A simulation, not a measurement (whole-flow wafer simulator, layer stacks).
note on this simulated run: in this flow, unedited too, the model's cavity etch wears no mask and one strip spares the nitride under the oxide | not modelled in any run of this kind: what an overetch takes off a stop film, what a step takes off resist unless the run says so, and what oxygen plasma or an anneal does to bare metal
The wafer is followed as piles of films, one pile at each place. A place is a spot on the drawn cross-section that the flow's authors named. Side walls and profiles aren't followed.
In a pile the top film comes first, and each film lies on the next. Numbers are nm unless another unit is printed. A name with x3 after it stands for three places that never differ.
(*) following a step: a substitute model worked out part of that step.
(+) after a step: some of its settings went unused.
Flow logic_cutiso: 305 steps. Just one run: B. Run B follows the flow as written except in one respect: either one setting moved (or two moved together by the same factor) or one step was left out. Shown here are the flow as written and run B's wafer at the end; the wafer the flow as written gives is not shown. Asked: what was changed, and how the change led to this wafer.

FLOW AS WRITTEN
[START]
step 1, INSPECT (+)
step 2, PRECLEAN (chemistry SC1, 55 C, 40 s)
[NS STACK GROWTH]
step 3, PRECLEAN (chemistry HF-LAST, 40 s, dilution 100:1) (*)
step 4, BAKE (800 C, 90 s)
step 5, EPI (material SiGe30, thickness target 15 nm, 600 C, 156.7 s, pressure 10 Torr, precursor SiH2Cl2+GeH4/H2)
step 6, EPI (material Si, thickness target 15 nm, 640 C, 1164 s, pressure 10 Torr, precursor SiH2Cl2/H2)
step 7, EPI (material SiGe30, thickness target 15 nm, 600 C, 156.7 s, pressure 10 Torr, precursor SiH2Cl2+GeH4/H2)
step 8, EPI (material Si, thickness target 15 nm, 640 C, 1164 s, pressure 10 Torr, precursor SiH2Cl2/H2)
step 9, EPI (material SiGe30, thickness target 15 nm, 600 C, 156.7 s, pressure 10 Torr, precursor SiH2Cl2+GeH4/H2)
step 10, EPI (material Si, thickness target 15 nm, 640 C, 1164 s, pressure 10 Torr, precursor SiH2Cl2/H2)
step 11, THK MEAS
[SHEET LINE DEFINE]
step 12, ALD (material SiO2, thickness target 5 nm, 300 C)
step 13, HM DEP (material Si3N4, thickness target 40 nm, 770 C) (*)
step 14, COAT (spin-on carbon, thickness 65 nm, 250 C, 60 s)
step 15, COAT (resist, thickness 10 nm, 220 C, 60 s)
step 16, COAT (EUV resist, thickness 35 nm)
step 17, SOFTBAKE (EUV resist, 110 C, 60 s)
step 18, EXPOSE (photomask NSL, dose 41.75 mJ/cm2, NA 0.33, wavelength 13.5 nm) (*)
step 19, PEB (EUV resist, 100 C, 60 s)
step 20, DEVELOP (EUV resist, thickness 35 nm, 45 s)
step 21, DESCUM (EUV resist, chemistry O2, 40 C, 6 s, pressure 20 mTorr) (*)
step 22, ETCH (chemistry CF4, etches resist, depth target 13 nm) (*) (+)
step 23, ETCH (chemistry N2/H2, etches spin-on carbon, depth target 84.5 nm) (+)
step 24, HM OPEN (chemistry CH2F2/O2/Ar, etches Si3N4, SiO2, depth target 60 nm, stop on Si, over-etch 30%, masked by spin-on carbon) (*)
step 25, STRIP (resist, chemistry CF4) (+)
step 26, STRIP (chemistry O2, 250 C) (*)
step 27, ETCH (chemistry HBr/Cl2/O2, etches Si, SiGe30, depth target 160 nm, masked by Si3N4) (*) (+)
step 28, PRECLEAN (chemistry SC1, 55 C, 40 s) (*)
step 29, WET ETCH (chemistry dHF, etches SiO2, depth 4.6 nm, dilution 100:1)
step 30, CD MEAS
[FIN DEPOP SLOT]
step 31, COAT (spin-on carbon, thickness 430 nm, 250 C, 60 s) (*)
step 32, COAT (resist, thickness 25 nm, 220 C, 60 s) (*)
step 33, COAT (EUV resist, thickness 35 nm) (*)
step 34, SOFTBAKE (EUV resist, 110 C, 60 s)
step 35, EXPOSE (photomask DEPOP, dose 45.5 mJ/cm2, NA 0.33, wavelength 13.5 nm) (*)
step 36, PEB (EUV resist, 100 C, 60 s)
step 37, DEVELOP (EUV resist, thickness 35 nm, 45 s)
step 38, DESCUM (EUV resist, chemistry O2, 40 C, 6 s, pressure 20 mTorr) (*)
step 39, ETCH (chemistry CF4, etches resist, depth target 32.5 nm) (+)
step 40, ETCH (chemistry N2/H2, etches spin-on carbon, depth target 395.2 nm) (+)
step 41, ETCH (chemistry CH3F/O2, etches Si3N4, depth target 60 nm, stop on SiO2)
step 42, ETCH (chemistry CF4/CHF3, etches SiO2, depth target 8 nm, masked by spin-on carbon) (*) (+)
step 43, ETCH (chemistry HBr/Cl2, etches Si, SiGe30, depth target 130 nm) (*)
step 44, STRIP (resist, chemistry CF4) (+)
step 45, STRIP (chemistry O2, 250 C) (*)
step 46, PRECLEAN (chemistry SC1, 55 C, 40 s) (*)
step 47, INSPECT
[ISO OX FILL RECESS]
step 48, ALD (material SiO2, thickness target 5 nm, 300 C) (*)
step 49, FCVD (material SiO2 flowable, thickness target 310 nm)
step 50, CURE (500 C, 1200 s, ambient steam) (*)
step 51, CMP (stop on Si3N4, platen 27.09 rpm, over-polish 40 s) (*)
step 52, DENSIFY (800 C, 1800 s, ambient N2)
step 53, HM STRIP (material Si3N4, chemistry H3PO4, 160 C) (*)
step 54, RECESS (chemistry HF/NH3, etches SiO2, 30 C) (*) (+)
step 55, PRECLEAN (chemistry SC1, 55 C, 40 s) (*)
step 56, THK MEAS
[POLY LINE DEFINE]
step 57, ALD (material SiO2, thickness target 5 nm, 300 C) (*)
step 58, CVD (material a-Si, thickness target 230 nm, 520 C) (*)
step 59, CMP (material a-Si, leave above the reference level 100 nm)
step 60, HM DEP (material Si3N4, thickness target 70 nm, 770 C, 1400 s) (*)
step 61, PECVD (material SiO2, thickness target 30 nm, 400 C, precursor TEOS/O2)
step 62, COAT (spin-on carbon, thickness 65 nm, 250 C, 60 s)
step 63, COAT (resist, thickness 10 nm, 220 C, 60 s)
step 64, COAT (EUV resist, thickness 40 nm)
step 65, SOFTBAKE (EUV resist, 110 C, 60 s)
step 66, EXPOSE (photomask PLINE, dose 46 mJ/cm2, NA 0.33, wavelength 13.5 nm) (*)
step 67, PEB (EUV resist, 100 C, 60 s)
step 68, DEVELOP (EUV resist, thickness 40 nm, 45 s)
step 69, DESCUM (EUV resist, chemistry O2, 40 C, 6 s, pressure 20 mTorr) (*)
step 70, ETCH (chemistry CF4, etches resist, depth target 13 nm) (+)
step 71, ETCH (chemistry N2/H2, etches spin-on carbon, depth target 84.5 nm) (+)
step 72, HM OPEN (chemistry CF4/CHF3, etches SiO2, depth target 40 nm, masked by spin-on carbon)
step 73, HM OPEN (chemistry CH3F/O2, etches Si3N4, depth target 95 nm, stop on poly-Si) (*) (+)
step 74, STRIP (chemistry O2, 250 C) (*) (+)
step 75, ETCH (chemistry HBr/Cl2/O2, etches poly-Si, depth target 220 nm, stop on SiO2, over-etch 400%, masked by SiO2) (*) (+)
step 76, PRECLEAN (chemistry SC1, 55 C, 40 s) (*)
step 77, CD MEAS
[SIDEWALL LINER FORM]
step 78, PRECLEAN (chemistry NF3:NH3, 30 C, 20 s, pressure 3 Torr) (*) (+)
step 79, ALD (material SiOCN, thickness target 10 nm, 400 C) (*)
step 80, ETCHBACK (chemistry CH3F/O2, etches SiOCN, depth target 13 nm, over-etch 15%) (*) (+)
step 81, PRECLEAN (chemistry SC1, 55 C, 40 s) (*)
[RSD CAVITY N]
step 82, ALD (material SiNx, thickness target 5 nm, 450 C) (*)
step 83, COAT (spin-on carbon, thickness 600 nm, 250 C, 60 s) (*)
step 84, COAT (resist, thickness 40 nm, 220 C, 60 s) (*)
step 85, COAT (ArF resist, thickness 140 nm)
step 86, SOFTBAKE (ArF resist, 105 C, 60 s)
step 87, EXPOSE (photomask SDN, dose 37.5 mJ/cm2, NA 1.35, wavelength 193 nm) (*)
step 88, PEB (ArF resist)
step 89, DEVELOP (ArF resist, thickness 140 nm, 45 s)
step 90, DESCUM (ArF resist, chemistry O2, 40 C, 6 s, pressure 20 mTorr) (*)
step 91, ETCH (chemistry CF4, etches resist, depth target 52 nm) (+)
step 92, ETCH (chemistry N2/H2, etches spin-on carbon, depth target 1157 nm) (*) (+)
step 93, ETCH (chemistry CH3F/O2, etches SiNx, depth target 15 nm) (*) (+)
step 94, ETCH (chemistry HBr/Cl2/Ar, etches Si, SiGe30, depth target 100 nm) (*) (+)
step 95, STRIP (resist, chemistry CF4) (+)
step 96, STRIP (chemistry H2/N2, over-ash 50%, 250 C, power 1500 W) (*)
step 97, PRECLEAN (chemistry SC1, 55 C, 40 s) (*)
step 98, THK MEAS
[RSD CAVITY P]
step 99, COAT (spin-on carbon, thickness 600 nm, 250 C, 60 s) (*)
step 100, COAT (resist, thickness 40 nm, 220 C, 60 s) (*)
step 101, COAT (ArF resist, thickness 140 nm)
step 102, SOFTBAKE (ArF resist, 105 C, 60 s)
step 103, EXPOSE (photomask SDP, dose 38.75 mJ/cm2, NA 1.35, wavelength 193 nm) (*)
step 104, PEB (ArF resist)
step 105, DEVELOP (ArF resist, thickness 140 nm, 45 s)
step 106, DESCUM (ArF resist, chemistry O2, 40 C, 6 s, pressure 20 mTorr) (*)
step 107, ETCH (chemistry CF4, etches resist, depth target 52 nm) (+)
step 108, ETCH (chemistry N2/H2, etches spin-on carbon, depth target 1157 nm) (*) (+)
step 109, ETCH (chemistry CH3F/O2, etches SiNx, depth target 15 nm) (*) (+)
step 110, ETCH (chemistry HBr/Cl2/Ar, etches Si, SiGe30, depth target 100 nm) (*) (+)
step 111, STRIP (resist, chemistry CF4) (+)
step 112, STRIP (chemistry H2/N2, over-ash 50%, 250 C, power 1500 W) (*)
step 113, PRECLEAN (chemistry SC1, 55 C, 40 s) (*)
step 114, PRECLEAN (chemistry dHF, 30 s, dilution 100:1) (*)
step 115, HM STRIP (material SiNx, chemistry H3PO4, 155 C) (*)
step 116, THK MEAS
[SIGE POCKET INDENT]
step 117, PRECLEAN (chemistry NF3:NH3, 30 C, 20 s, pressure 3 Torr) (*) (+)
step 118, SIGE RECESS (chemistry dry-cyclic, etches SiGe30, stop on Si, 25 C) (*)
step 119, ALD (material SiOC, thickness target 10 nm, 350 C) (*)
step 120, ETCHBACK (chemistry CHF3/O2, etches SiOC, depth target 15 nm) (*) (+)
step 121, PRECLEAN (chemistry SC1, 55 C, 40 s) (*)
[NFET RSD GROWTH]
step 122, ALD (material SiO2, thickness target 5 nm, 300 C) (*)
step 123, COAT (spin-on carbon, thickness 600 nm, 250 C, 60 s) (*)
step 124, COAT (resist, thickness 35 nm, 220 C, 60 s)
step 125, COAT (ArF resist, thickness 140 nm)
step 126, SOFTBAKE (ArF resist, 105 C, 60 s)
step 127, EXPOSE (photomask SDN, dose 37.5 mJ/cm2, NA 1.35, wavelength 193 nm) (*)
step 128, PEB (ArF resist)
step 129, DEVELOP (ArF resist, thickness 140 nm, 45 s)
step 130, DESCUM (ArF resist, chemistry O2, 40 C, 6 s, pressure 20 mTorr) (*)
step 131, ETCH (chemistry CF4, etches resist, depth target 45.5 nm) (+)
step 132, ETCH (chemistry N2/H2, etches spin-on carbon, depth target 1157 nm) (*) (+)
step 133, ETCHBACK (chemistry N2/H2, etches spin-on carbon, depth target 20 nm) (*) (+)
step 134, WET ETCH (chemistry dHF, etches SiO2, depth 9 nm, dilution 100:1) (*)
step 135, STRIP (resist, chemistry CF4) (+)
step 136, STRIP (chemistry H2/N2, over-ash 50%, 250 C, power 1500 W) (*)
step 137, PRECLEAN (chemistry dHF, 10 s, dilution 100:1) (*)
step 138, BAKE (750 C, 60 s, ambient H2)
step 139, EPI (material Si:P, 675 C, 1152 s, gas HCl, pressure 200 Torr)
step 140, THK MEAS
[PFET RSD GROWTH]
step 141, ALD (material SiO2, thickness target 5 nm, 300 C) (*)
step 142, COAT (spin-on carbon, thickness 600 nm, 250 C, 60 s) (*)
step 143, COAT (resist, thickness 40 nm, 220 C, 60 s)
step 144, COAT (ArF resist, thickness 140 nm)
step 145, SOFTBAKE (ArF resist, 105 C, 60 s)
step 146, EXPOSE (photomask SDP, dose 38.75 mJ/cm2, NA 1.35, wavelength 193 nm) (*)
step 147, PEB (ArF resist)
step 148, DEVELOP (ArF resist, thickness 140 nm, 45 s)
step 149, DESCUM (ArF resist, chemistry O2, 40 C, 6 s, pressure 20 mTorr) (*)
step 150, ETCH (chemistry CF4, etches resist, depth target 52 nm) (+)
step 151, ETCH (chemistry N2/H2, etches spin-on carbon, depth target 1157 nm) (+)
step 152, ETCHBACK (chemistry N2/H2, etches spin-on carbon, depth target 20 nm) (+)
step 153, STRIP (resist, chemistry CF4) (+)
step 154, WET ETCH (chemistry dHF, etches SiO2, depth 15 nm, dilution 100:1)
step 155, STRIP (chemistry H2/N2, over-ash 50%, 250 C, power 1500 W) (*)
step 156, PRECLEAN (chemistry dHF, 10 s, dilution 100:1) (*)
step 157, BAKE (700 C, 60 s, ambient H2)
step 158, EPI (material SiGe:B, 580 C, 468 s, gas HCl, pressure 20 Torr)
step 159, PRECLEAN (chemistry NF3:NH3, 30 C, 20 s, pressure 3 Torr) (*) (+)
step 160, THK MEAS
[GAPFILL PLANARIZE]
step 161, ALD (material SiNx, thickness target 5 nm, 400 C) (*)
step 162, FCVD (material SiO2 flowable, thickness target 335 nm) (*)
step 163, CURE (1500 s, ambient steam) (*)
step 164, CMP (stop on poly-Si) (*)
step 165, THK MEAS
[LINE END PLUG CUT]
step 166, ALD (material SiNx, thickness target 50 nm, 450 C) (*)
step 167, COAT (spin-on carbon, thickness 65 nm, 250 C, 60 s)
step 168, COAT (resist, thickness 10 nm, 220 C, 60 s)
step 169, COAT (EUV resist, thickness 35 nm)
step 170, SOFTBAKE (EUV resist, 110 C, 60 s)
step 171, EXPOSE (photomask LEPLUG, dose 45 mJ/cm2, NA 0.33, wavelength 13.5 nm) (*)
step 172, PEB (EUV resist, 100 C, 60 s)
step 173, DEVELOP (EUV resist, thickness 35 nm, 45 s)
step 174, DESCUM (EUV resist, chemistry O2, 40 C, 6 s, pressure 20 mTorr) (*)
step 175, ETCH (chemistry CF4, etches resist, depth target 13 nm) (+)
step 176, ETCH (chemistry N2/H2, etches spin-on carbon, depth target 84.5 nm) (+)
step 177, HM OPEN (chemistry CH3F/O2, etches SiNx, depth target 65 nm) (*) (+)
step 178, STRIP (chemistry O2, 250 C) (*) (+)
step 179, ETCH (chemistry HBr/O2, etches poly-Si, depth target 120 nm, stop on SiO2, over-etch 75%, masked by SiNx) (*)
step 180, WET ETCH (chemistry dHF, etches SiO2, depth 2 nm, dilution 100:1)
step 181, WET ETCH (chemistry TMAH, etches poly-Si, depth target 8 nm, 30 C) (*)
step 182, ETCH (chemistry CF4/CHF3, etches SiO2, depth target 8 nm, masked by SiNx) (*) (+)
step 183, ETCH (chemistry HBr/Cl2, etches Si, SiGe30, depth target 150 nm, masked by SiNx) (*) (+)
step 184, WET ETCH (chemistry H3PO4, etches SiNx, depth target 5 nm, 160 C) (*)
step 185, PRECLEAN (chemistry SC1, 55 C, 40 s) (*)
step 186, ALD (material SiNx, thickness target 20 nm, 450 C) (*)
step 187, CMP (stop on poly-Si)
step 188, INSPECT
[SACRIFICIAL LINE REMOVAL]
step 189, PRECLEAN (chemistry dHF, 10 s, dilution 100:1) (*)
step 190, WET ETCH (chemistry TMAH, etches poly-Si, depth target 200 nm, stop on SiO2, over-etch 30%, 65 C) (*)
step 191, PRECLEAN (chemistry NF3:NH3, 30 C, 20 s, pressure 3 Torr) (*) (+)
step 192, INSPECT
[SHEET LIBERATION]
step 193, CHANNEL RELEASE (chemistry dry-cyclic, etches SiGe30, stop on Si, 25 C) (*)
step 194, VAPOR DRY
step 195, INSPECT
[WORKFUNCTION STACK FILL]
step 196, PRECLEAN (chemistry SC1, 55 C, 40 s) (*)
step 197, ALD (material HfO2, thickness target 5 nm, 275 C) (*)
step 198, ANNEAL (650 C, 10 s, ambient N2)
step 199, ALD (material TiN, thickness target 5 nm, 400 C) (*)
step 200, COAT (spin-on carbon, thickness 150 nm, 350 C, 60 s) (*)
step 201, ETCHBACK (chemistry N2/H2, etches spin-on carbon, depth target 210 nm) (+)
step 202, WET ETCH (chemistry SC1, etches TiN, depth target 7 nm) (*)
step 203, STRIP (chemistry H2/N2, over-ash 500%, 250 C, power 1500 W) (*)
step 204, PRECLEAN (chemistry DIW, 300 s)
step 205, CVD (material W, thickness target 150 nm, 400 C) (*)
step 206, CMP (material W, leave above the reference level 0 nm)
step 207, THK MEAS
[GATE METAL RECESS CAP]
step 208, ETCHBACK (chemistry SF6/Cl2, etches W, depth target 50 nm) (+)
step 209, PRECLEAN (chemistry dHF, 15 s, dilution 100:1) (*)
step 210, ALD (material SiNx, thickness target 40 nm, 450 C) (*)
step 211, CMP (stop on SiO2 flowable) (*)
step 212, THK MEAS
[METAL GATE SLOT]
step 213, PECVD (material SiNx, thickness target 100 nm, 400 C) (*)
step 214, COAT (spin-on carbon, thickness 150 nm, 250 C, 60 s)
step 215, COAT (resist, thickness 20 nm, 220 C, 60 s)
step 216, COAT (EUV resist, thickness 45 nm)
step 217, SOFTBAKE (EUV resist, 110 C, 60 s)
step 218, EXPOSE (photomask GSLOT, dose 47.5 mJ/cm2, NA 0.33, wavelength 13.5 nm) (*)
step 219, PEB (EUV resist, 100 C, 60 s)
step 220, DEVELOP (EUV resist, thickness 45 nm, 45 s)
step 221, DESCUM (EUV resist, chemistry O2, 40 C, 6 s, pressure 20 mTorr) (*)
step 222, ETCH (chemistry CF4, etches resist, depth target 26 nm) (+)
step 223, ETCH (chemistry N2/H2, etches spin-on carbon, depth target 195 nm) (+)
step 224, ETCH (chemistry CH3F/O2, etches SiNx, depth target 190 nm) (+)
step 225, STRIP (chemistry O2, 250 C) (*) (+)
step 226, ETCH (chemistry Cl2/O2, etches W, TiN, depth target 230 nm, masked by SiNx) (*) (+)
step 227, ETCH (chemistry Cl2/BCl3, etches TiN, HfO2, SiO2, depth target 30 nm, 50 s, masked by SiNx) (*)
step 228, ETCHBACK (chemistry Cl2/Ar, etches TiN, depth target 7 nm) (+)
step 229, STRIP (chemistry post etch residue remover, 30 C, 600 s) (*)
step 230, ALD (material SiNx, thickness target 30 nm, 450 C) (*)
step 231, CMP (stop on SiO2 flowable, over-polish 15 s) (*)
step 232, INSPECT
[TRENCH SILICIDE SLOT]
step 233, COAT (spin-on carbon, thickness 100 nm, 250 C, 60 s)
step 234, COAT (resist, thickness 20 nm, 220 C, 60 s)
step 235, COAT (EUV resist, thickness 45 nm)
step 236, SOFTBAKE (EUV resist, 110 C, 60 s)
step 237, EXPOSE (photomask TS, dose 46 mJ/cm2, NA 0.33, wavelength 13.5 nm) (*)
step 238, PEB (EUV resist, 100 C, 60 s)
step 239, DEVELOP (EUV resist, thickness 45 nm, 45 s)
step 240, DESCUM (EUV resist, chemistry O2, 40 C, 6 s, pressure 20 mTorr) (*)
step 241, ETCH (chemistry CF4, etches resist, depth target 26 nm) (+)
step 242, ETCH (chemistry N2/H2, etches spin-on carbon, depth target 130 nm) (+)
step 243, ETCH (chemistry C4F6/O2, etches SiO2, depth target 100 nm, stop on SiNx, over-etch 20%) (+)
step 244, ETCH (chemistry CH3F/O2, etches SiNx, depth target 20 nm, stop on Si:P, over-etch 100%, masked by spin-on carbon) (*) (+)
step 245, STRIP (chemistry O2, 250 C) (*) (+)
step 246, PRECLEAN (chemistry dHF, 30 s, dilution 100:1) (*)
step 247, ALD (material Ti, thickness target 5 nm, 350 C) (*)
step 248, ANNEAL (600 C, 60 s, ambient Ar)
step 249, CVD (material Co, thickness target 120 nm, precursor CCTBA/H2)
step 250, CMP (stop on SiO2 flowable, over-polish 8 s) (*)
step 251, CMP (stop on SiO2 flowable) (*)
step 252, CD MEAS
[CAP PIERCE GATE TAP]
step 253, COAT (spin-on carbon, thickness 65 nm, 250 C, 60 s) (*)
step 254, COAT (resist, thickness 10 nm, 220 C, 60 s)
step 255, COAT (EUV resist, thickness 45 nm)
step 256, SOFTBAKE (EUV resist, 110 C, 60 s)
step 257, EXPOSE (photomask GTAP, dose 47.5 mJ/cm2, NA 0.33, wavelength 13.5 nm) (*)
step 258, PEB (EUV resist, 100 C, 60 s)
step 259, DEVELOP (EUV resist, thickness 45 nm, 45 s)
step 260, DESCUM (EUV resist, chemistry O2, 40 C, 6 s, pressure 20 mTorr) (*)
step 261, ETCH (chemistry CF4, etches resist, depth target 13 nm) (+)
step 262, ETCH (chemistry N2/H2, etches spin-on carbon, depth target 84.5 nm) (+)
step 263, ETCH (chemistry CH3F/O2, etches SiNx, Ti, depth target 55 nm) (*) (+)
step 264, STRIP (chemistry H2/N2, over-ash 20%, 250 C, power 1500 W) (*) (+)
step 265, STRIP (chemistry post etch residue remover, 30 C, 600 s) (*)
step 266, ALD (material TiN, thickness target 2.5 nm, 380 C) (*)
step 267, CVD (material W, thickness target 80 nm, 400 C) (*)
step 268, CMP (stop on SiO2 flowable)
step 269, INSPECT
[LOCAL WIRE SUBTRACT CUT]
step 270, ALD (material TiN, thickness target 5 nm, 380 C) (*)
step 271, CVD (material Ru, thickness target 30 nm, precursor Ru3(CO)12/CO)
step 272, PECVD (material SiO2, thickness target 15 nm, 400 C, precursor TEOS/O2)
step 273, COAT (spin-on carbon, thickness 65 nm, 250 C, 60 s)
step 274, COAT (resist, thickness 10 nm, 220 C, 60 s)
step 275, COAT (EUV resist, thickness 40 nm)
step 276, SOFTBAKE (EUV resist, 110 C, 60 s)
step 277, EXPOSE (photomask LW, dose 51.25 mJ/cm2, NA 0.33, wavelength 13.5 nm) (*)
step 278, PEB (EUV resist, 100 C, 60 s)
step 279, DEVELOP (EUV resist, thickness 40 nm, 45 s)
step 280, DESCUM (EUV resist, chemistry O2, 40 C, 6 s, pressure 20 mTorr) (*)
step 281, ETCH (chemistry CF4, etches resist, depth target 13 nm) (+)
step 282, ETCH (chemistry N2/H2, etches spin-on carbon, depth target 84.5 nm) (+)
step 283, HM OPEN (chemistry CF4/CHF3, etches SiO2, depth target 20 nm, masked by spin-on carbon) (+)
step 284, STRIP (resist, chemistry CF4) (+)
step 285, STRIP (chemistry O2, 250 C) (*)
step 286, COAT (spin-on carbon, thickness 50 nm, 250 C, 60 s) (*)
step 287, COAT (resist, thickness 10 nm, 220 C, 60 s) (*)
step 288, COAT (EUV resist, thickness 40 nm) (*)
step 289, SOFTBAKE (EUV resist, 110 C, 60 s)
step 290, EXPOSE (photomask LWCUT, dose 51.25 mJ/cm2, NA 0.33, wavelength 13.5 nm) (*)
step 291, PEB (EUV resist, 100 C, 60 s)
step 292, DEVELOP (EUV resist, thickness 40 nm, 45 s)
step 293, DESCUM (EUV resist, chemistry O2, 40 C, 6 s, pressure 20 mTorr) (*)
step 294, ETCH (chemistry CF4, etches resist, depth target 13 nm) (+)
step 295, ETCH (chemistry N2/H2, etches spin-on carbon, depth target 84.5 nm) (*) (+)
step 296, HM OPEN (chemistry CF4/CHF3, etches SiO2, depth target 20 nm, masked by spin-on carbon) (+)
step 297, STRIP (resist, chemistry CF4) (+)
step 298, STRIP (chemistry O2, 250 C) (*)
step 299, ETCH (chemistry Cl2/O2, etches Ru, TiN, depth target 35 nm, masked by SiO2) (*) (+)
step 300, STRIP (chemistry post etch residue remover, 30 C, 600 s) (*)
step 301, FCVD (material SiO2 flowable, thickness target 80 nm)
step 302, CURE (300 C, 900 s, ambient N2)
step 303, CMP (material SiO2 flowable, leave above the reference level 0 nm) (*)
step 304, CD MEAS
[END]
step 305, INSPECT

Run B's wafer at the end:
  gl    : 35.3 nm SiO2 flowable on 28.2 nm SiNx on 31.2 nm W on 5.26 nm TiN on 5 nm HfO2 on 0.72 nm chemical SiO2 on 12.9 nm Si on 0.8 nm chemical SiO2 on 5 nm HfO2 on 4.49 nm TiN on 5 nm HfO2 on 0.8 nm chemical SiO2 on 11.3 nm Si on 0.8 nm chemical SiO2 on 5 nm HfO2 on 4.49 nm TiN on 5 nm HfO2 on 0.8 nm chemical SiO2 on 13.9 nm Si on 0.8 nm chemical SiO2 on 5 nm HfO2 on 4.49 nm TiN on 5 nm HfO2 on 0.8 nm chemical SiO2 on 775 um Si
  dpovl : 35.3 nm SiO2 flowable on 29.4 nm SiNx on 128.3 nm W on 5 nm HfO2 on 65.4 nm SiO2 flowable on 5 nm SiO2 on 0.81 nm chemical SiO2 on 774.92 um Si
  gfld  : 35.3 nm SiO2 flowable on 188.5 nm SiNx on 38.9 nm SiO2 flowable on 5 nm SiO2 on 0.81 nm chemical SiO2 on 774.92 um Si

The reason: step 8, EPI: 960.6 s was run, though the flow has 1164 s.

Step by step, how the change led to this:
  step 8, EPI (material Si, thickness target 15 nm, 640 C, 1164 s, pressure 10 Torr, precursor SiH2Cl2/H2)
      depop, dpovl, gfld and 19 more: Si gains 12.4 (new film) (it would be, as written: Si gains 15 (new film))
  step 27, ETCH (chemistry HBr/Cl2/O2, etches Si, SiGe30, depth target 160 nm, masked by Si3N4) (*) (+)
      gfld, gxf, iso, lnri: chemical SiO2 loses 0.79 (all of it), Si loses 11.4 (all of it), SiGe30 loses 15 (all of it), Si loses 12.4 (all of it), SiGe30 loses 15 (all of it), Si loses 15 (all of it), SiGe30 loses 15 (all of it), Si loses 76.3 (it would be, as written: chemical SiO2 loses 0.79 (all of it), Si loses 11.4 (all of it), SiGe30 loses 15 (all of it), Si loses 15 (all of it), SiGe30 loses 15 (all of it), Si loses 15 (all of it), SiGe30 loses 15 (all of it), Si loses 73.6)
      dpovl, nsgap: chemical SiO2 loses 0.79 (all of it), Si loses 11.8 (all of it), SiGe30 loses 15 (all of it), Si loses 12.4 (all of it), SiGe30 loses 15 (all of it), Si loses 15 (all of it), SiGe30 loses 15 (all of it), Si loses 75.9 (it would be, as written: chemical SiO2 loses 0.79 (all of it), Si loses 11.8 (all of it), SiGe30 loses 15 (all of it), Si loses 15 (all of it), SiGe30 loses 15 (all of it), Si loses 15 (all of it), SiGe30 loses 15 (all of it), Si loses 73.2)
      (as well as at 1 more place)
  step 43, ETCH (chemistry HBr/Cl2, etches Si, SiGe30, depth target 130 nm) (*)
      depop: Si loses 14 (all of it), SiGe30 loses 15 (all of it), Si loses 12.4 (all of it), SiGe30 loses 15 (all of it), Si loses 15 (all of it), SiGe30 loses 15 (all of it), Si loses 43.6 (it would be, as written: Si loses 14 (all of it), SiGe30 loses 15 (all of it), Si loses 15 (all of it), SiGe30 loses 15 (all of it), Si loses 15 (all of it), SiGe30 loses 15 (all of it), Si loses 41)
  step 94, ETCH (chemistry HBr/Cl2/Ar, etches Si, SiGe30, depth target 100 nm) (*) (+)
      rsdn, rsdx: chemical SiO2 loses 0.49 (all of it), Si loses 12.8 (all of it), SiGe30 loses 15 (all of it), Si loses 12.4 (all of it), SiGe30 loses 15 (all of it), Si loses 15 (all of it), SiGe30 loses 15 (all of it), Si loses 14.8 (it would be, as written: chemical SiO2 loses 0.49 (all of it), Si loses 12.8 (all of it), SiGe30 loses 15 (all of it), Si loses 15 (all of it), SiGe30 loses 15 (all of it), Si loses 15 (all of it), SiGe30 loses 15 (all of it), Si loses 12.2)
  step 110, ETCH (chemistry HBr/Cl2/Ar, etches Si, SiGe30, depth target 100 nm) (*) (+)
      rsdp, rsdw: chemical SiO2 loses 0.49 (all of it), Si loses 12.8 (all of it), SiGe30 loses 15 (all of it), Si loses 12.4 (all of it), SiGe30 loses 15 (all of it), Si loses 15 (all of it), SiGe30 loses 15 (all of it), Si loses 14.8 (it would be, as written: chemical SiO2 loses 0.49 (all of it), Si loses 12.8 (all of it), SiGe30 loses 15 (all of it), Si loses 15 (all of it), SiGe30 loses 15 (all of it), Si loses 15 (all of it), SiGe30 loses 15 (all of it), Si loses 12.2)
  step 183, ETCH (chemistry HBr/Cl2, etches Si, SiGe30, depth target 150 nm, masked by SiNx) (*) (+)
      plug: Si loses 13.6 (all of it), SiGe30 loses 15 (all of it), Si loses 12.4 (all of it), SiGe30 loses 15 (all of it), Si loses 15 (all of it), SiGe30 loses 15 (all of it), Si loses 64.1 (it would be, as written: Si loses 13.6 (all of it), SiGe30 loses 15 (all of it), Si loses 15 (all of it), SiGe30 loses 15 (all of it), Si loses 15 (all of it), SiGe30 loses 15 (all of it), Si loses 61.4)
